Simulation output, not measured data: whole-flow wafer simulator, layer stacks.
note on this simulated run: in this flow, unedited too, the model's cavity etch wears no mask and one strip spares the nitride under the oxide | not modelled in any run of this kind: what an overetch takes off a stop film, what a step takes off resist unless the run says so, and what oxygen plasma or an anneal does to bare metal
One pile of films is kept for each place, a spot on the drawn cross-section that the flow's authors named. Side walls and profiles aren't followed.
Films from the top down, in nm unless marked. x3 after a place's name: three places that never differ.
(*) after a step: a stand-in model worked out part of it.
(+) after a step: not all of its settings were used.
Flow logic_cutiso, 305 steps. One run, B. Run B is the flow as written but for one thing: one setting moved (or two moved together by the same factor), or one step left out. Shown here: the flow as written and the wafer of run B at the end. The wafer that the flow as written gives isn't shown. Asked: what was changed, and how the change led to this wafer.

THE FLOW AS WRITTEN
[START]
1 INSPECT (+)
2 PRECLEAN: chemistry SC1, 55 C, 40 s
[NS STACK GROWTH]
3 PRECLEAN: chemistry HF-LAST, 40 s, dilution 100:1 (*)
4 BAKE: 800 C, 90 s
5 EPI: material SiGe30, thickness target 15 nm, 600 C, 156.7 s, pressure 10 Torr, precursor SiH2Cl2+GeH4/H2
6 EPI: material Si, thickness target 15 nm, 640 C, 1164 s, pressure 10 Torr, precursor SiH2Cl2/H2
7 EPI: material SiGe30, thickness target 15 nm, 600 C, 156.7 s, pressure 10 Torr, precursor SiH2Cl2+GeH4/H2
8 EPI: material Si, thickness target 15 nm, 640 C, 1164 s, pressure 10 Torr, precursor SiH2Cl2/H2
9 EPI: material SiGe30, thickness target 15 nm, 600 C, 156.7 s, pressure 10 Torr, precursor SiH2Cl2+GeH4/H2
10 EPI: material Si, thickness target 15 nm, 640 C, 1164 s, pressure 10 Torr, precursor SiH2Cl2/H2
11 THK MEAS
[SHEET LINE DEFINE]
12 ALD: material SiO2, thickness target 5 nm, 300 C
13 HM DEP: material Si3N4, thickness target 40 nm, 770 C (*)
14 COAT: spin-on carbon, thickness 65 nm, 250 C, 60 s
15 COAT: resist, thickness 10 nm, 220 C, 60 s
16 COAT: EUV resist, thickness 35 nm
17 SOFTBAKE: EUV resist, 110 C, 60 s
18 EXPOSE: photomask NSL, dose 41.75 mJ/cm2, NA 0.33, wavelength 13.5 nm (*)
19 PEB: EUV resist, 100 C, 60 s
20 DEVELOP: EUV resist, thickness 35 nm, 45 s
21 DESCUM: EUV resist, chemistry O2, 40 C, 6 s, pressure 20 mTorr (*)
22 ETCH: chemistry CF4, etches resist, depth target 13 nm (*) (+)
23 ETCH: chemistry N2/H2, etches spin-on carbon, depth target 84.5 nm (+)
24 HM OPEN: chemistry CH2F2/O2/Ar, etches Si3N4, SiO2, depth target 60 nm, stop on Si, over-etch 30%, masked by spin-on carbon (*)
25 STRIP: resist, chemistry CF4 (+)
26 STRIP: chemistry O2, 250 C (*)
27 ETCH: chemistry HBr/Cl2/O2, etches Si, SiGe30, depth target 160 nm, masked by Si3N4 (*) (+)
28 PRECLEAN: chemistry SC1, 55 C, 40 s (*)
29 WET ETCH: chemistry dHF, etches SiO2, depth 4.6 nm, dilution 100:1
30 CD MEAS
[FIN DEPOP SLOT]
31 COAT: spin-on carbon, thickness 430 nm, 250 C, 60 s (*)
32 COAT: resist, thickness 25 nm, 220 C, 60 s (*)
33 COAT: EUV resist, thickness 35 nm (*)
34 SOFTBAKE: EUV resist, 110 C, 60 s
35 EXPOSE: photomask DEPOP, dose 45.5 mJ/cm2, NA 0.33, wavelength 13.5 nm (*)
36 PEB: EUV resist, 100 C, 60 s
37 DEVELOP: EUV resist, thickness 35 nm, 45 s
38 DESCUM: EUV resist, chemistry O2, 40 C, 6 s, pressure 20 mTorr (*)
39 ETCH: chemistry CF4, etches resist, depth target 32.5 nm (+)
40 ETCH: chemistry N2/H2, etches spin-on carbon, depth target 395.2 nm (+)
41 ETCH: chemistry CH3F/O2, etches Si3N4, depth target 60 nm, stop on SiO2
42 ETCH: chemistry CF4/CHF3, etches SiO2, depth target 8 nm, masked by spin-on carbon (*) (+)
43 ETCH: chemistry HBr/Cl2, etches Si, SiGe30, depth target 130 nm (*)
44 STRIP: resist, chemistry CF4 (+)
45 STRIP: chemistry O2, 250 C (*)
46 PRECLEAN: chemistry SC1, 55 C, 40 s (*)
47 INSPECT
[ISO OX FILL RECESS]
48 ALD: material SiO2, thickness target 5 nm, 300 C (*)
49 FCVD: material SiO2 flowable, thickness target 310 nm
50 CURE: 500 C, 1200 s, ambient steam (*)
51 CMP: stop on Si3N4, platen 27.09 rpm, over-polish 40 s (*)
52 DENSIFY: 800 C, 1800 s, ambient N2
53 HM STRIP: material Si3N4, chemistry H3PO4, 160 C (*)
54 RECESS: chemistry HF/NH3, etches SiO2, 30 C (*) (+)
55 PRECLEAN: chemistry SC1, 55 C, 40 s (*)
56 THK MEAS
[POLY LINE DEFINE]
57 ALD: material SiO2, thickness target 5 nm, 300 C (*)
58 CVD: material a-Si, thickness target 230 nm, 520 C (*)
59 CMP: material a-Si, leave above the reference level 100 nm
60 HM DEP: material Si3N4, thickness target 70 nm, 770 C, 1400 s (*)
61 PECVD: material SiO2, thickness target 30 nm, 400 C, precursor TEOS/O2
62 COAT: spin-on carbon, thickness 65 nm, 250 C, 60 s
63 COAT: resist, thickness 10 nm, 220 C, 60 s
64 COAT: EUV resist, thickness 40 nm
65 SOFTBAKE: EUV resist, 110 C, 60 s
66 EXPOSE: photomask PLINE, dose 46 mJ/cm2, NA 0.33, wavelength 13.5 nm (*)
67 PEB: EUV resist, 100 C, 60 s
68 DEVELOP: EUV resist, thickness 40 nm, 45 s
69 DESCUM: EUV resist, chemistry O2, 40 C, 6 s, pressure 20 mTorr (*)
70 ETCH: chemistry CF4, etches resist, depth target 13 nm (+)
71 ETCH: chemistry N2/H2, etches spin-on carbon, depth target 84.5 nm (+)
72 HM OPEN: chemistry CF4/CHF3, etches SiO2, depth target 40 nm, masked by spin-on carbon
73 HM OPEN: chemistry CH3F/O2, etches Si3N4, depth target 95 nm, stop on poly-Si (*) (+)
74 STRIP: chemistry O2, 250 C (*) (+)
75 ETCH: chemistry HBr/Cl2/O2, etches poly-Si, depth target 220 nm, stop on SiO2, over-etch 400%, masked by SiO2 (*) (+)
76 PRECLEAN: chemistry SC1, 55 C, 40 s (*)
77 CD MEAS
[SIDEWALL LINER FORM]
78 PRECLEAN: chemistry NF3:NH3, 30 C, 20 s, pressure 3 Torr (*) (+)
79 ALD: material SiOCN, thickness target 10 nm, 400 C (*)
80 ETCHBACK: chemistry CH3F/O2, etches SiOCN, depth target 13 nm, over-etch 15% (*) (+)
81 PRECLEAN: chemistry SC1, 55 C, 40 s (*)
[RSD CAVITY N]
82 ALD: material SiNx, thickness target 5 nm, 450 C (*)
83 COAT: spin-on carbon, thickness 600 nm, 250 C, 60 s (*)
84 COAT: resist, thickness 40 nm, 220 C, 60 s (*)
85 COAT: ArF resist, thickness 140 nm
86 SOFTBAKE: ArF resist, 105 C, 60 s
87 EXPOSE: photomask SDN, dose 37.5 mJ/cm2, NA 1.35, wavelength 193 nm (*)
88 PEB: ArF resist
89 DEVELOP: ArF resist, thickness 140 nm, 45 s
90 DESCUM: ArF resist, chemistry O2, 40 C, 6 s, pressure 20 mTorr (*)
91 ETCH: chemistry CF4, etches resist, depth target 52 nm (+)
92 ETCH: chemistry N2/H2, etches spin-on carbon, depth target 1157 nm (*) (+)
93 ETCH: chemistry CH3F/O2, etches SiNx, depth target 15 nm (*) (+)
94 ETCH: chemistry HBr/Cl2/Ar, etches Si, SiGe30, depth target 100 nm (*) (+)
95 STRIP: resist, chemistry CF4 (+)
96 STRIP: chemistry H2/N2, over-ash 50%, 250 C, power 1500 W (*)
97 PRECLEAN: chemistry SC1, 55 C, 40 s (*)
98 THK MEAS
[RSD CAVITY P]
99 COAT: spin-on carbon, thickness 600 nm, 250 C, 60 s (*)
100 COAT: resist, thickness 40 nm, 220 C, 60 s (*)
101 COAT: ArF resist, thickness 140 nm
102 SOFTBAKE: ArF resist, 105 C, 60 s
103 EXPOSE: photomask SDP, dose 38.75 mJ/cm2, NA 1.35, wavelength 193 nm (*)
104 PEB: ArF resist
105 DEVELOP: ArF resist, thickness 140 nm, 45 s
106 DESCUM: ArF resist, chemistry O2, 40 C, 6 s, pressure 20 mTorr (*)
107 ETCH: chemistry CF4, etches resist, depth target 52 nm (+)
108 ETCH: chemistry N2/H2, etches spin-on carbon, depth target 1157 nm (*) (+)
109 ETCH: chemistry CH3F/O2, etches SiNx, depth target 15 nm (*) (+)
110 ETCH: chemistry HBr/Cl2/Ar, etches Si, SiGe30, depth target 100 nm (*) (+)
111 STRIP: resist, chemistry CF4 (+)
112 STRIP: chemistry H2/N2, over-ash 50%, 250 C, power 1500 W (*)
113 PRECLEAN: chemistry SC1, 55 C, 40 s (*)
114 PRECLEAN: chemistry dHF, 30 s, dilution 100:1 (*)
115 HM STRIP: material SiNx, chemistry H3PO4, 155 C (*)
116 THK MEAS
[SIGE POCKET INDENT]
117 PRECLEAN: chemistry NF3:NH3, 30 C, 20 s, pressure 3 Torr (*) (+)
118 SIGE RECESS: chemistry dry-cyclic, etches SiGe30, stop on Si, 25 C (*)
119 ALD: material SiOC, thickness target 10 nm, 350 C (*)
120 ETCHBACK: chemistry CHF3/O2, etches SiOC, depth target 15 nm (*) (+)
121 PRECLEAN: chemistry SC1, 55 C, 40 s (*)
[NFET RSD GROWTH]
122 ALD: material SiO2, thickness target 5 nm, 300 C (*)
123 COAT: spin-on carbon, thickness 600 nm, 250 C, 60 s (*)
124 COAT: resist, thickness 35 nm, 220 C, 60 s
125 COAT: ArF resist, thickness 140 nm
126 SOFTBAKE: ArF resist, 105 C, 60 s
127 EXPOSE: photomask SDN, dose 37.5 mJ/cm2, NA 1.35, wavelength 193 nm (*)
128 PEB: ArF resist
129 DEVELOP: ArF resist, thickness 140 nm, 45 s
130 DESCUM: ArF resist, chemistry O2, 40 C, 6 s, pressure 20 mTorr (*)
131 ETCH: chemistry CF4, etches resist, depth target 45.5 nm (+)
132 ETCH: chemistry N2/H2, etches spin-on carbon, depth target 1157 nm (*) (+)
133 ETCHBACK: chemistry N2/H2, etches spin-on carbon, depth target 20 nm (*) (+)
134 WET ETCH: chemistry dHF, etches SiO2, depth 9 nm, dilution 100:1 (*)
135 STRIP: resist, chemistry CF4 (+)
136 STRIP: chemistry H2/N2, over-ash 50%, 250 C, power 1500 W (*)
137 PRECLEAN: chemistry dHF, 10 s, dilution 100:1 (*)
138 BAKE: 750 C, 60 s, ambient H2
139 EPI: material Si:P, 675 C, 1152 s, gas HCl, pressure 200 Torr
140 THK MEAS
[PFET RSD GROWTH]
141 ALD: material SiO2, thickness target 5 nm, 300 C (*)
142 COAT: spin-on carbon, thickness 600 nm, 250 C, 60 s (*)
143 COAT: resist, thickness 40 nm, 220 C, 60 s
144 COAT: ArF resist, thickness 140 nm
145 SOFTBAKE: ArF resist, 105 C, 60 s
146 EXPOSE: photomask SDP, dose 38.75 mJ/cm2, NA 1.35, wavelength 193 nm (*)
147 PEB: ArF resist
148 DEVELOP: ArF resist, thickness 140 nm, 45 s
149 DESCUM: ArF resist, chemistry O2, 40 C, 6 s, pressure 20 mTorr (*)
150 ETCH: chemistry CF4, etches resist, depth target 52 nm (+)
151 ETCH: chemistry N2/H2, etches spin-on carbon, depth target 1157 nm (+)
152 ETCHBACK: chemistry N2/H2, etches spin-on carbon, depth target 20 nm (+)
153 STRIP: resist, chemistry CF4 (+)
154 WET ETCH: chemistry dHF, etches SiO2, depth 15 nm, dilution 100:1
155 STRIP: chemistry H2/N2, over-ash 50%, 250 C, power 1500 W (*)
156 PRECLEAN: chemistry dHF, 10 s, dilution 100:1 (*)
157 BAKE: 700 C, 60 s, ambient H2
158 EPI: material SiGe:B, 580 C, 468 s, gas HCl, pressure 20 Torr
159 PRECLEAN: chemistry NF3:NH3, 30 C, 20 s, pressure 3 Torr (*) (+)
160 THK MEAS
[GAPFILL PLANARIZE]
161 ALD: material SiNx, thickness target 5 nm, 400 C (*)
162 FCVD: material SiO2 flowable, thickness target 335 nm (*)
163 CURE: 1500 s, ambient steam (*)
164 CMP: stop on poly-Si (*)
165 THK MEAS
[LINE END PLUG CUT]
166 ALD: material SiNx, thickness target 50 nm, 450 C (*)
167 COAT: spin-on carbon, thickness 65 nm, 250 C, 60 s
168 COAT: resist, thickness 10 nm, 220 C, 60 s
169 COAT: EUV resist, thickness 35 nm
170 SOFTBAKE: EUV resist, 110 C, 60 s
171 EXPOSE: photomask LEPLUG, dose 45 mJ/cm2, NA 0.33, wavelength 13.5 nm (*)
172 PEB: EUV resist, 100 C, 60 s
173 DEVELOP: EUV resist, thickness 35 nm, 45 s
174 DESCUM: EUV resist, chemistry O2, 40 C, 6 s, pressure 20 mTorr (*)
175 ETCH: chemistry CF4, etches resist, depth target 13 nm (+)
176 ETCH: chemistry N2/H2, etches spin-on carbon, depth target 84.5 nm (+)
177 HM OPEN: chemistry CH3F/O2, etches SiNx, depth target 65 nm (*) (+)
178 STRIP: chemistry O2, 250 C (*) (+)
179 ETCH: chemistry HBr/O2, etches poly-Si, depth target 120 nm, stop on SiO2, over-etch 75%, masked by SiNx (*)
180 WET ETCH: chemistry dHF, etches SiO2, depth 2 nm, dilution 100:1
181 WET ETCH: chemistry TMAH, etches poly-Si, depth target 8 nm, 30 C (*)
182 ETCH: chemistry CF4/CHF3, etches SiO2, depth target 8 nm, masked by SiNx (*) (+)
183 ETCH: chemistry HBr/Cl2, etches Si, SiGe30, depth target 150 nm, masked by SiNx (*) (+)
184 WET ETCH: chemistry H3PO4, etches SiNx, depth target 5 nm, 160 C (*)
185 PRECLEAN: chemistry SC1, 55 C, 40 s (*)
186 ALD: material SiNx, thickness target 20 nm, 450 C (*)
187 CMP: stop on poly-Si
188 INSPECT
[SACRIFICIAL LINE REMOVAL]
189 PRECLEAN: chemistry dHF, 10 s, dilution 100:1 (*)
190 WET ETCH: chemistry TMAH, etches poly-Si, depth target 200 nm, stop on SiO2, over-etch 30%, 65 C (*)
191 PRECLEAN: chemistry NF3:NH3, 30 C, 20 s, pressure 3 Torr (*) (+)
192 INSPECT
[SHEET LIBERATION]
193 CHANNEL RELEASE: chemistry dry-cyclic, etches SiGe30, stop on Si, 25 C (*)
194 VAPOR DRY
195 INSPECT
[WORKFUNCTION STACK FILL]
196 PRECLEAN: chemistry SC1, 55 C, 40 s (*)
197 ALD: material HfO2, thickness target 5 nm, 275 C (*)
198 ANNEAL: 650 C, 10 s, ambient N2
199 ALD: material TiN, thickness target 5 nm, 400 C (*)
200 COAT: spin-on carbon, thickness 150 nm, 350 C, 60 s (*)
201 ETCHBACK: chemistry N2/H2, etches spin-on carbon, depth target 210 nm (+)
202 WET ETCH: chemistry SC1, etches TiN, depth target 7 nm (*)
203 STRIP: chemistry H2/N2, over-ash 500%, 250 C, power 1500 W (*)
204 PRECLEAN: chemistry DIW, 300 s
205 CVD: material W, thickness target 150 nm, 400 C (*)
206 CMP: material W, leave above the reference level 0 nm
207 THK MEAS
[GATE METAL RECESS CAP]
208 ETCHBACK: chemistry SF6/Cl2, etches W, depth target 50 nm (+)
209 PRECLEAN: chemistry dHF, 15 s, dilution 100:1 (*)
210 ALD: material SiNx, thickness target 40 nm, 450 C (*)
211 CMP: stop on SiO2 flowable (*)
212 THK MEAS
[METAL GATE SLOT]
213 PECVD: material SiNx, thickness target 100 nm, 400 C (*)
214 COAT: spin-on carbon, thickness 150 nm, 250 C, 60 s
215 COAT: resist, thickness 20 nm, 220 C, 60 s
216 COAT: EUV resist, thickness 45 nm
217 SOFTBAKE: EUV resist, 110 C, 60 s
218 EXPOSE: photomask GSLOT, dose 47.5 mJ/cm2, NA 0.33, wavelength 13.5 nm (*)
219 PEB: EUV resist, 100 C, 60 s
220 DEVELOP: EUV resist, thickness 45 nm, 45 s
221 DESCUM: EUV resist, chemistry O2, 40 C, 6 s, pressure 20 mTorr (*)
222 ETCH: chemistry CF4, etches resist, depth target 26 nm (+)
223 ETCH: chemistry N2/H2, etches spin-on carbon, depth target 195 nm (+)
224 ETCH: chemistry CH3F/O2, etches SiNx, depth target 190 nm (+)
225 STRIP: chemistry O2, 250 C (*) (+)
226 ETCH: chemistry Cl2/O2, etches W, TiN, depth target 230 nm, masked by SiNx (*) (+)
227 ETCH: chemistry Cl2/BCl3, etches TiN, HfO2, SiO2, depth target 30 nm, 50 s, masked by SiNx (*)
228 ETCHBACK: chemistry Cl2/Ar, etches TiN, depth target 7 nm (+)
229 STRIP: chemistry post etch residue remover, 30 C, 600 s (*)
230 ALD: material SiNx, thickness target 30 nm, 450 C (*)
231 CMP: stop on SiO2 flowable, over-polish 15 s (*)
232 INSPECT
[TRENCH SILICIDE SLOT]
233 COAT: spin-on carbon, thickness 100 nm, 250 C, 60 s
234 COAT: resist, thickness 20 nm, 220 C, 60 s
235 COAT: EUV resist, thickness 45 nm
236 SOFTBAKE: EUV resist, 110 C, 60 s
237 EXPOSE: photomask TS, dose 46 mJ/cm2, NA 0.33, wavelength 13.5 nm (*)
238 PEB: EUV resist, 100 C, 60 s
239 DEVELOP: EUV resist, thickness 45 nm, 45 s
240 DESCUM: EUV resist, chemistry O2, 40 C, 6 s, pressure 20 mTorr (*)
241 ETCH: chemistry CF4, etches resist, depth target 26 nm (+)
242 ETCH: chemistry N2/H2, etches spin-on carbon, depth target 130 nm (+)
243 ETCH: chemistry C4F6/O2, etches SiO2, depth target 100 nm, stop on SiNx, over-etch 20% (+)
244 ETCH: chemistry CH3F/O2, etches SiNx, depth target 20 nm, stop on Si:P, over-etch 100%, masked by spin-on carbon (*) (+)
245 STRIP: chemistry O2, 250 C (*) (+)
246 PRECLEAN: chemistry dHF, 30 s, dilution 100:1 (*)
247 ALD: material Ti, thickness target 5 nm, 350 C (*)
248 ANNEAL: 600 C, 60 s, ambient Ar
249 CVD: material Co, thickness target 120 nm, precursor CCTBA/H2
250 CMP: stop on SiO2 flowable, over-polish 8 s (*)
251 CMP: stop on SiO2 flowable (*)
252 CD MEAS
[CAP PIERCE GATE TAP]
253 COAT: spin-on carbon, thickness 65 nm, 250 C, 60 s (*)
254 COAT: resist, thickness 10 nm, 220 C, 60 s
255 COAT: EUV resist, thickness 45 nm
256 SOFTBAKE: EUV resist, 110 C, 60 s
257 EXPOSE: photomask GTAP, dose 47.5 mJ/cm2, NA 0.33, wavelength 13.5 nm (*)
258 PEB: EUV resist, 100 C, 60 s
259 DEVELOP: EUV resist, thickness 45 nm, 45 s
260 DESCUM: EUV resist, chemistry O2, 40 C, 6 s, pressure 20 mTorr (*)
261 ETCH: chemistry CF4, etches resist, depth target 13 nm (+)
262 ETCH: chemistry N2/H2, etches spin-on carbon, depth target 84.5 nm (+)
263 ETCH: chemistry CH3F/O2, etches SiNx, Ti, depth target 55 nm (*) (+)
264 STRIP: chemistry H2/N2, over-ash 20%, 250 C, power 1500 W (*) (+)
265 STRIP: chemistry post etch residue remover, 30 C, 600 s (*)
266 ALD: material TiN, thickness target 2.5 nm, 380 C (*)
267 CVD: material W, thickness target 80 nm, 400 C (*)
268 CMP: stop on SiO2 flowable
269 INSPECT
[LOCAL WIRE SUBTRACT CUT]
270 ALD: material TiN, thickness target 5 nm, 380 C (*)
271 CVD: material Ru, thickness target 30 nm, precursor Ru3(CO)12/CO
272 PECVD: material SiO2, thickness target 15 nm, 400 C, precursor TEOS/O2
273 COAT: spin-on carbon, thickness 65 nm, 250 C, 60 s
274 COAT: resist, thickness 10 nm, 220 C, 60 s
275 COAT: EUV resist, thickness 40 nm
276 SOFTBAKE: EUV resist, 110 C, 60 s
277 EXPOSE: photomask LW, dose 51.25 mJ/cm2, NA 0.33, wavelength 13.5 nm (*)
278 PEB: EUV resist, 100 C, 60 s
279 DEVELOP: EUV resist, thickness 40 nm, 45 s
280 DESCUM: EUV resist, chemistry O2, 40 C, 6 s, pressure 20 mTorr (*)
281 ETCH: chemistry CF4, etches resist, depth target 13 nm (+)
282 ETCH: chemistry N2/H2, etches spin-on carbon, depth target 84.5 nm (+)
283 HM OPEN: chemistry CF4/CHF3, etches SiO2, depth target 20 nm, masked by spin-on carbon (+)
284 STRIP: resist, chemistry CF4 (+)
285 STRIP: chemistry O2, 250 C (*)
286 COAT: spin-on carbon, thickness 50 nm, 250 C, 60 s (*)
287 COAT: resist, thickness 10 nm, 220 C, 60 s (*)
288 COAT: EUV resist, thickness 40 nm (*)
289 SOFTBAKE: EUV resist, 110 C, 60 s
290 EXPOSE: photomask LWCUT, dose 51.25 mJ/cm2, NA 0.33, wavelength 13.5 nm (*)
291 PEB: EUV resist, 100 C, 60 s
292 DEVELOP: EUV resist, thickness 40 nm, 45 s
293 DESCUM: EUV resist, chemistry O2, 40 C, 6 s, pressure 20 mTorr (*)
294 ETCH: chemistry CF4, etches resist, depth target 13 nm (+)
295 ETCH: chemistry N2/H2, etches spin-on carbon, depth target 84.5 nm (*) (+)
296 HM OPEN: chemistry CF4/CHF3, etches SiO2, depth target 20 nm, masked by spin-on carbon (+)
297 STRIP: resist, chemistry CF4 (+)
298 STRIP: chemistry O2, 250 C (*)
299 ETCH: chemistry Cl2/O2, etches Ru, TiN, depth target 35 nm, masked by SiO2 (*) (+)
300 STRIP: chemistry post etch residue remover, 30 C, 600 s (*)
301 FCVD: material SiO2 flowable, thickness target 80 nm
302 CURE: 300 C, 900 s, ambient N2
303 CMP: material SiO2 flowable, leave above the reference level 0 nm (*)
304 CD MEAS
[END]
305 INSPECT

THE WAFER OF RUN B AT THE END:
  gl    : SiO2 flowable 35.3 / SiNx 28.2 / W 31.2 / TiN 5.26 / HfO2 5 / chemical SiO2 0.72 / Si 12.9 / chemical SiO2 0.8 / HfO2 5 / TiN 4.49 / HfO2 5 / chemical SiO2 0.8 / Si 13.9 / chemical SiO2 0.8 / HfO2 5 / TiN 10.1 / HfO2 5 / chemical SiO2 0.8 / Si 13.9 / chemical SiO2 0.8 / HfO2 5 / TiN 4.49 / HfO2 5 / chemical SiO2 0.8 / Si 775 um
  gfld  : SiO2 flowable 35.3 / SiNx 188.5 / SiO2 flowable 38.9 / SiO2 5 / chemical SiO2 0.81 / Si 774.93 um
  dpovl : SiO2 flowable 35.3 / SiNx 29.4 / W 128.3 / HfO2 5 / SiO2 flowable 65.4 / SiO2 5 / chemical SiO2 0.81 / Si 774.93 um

The cause: step 7, EPI: thickness target 20.6 nm was run, where the flow has thickness target 15 nm; step 7, EPI: 215.5 s was run, where the flow has 156.7 s.

How the change led to this, step by step:
  7 EPI: material SiGe30, thickness target 15 nm, 600 C, 156.7 s, pressure 10 Torr, precursor SiH2Cl2+GeH4/H2
      depop, dpovl, gfld and 19 more: SiGe30 +20.6 (new film) (as written it would be: SiGe30 +15 (new film))
  27 ETCH: chemistry HBr/Cl2/O2, etches Si, SiGe30, depth target 160 nm, masked by Si3N4 (*) (+)
      gfld, gxf, iso, lnri: chemical SiO2 -0.79 (all of it), Si -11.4 (all of it), SiGe30 -15 (all of it), Si -15 (all of it), SiGe30 -20.6 (all of it), Si -15 (all of it), SiGe30 -15 (all of it), Si -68 (as written it would be: chemical SiO2 -0.79 (all of it), Si -11.4 (all of it), SiGe30 -15 (all of it), Si -15 (all of it), SiGe30 -15 (all of it), Si -15 (all of it), SiGe30 -15 (all of it), Si -73.6)
      dpovl, nsgap: chemical SiO2 -0.79 (all of it), Si -11.8 (all of it), SiGe30 -15 (all of it), Si -15 (all of it), SiGe30 -20.6 (all of it), Si -15 (all of it), SiGe30 -15 (all of it), Si -67.6 (as written it would be: chemical SiO2 -0.79 (all of it), Si -11.8 (all of it), SiGe30 -15 (all of it), Si -15 (all of it), SiGe30 -15 (all of it), Si -15 (all of it), SiGe30 -15 (all of it), Si -73.2)
      (and at 1 more place)
  43 ETCH: chemistry HBr/Cl2, etches Si, SiGe30, depth target 130 nm (*)
      depop: Si -14 (all of it), SiGe30 -15 (all of it), Si -15 (all of it), SiGe30 -20.6 (all of it), Si -15 (all of it), SiGe30 -15 (all of it), Si -35.3 (as written it would be: Si -14 (all of it), SiGe30 -15 (all of it), Si -15 (all of it), SiGe30 -15 (all of it), Si -15 (all of it), SiGe30 -15 (all of it), Si -41)
  94 ETCH: chemistry HBr/Cl2/Ar, etches Si, SiGe30, depth target 100 nm (*) (+)
      rsdn, rsdx: chemical SiO2 -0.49 (all of it), Si -12.8 (all of it), SiGe30 -15 (all of it), Si -15 (all of it), SiGe30 -20.6 (all of it), Si -15 (all of it), SiGe30 -15 (all of it), Si -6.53 (as written it would be: chemical SiO2 -0.49 (all of it), Si -12.8 (all of it), SiGe30 -15 (all of it), Si -15 (all of it), SiGe30 -15 (all of it), Si -15 (all of it), SiGe30 -15 (all of it), Si -12.2)
  110 ETCH: chemistry HBr/Cl2/Ar, etches Si, SiGe30, depth target 100 nm (*) (+)
      rsdp, rsdw: chemical SiO2 -0.49 (all of it), Si -12.8 (all of it), SiGe30 -15 (all of it), Si -15 (all of it), SiGe30 -20.6 (all of it), Si -15 (all of it), SiGe30 -15 (all of it), Si -6.53 (as written it would be: chemical SiO2 -0.49 (all of it), Si -12.8 (all of it), SiGe30 -15 (all of it), Si -15 (all of it), SiGe30 -15 (all of it), Si -15 (all of it), SiGe30 -15 (all of it), Si -12.2)
  118 SIGE RECESS: chemistry dry-cyclic, etches SiGe30, stop on Si, 25 C (*)
      lnr, lnrp, lnrt: SiOCN -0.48, Si -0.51, cavity +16 (new film), SiGe30 -15 (all of it), Si -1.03, cavity +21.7 (new film), SiGe30 -20.6 (all of it), Si -1.03, cavity +16 (new film), SiGe30 -15 (all of it), Si -0.51 (as written it would be: SiOCN -0.48, Si -0.51, cavity +16 (new film), SiGe30 -15 (all of it), Si -1.03, cavity +16 (new film), SiGe30 -15 (all of it), Si -1.03, cavity +16 (new film), SiGe30 -15 (all of it), Si -0.51)
  119 ALD: material SiOC, thickness target 10 nm, 350 C (*)
      lnr, lnrp, lnrt: SiOC +10 (new film), SiOC +16 (new film), cavity -16 (all of it), SiOC +21.7 (new film), cavity -21.7 (all of it), SiOC +16 (new film), cavity -16 (all of it) (as written it would be: SiOC +10 (new film), SiOC +16 (new film), cavity -16 (all of it), SiOC +16 (new film), cavity -16 (all of it), SiOC +16 (new film), cavity -16 (all of it))
  183 ETCH: chemistry HBr/Cl2, etches Si, SiGe30, depth target 150 nm, masked by SiNx (*) (+)
      plug: Si -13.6 (all of it), SiGe30 -15 (all of it), Si -15 (all of it), SiGe30 -20.6 (all of it), Si -15 (all of it), SiGe30 -15 (all of it), Si -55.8 (as written it would be: Si -13.6 (all of it), SiGe30 -15 (all of it), Si -15 (all of it), SiGe30 -15 (all of it), Si -15 (all of it), SiGe30 -15 (all of it), Si -61.4)
  193 CHANNEL RELEASE: chemistry dry-cyclic, etches SiGe30, stop on Si, 25 C (*)
      gl, glp, gxn, gxp, ns, tap: chemical SiO2 +0.8 (new film), Si -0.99, chemical SiO2 +0.8 (new film), cavity +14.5 (new film), chemical SiO2 +0.8 (new film), SiGe30 -15 (all of it), Si -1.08, chemical SiO2 +0.8 (new film), cavity +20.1 (new film), chemical SiO2 +0.8 (new film), SiGe30 -20.6 (all of it), Si -1.08, chemical SiO2 +0.8 (new film), cavity +14.5 (new film), chemical SiO2 +0.8 (new film), SiGe30 -15 (all of it), Si -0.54 (as written it would be: chemical SiO2 +0.8 (new film), Si -0.99, chemical SiO2 +0.8 (new film), cavity +14.5 (new film), chemical SiO2 +0.8 (new film), SiGe30 -15 (all of it), Si -1.08, chemical SiO2 +0.8 (new film), cavity +14.5 (new film), chemical SiO2 +0.8 (new film), SiGe30 -15 (all of it), Si -1.08, chemical SiO2 +0.8 (new film), cavity +14.5 (new film), chemical SiO2 +0.8 (new film), SiGe30 -15 (all of it), Si -0.54)
  199 ALD: material TiN, thickness target 5 nm, 400 C (*)
      gl, glp, tap: TiN +5.26 (new film), TiN +4.49 (new film), cavity -4.49 (all of it), TiN +10.1 (new film), cavity -10.1 (all of it), TiN +4.49 (new film), cavity -4.49 (all of it) (as written it would be: TiN +5.26 (new film), TiN +4.49 (new film), cavity -4.49 (all of it), TiN +4.49 (new film), cavity -4.49 (all of it), TiN +4.49 (new film), cavity -4.49 (all of it))
      gxn, gxp, ns: TiN +5 (new film), TiN +4.49 (new film), cavity -4.49 (all of it), TiN +10.1 (new film), cavity -10.1 (all of it), TiN +4.49 (new film), cavity -4.49 (all of it) (as written it would be: TiN +5 (new film), TiN +4.49 (new film), cavity -4.49 (all of it), TiN +4.49 (new film), cavity -4.49 (all of it), TiN +4.49 (new film), cavity -4.49 (all of it))
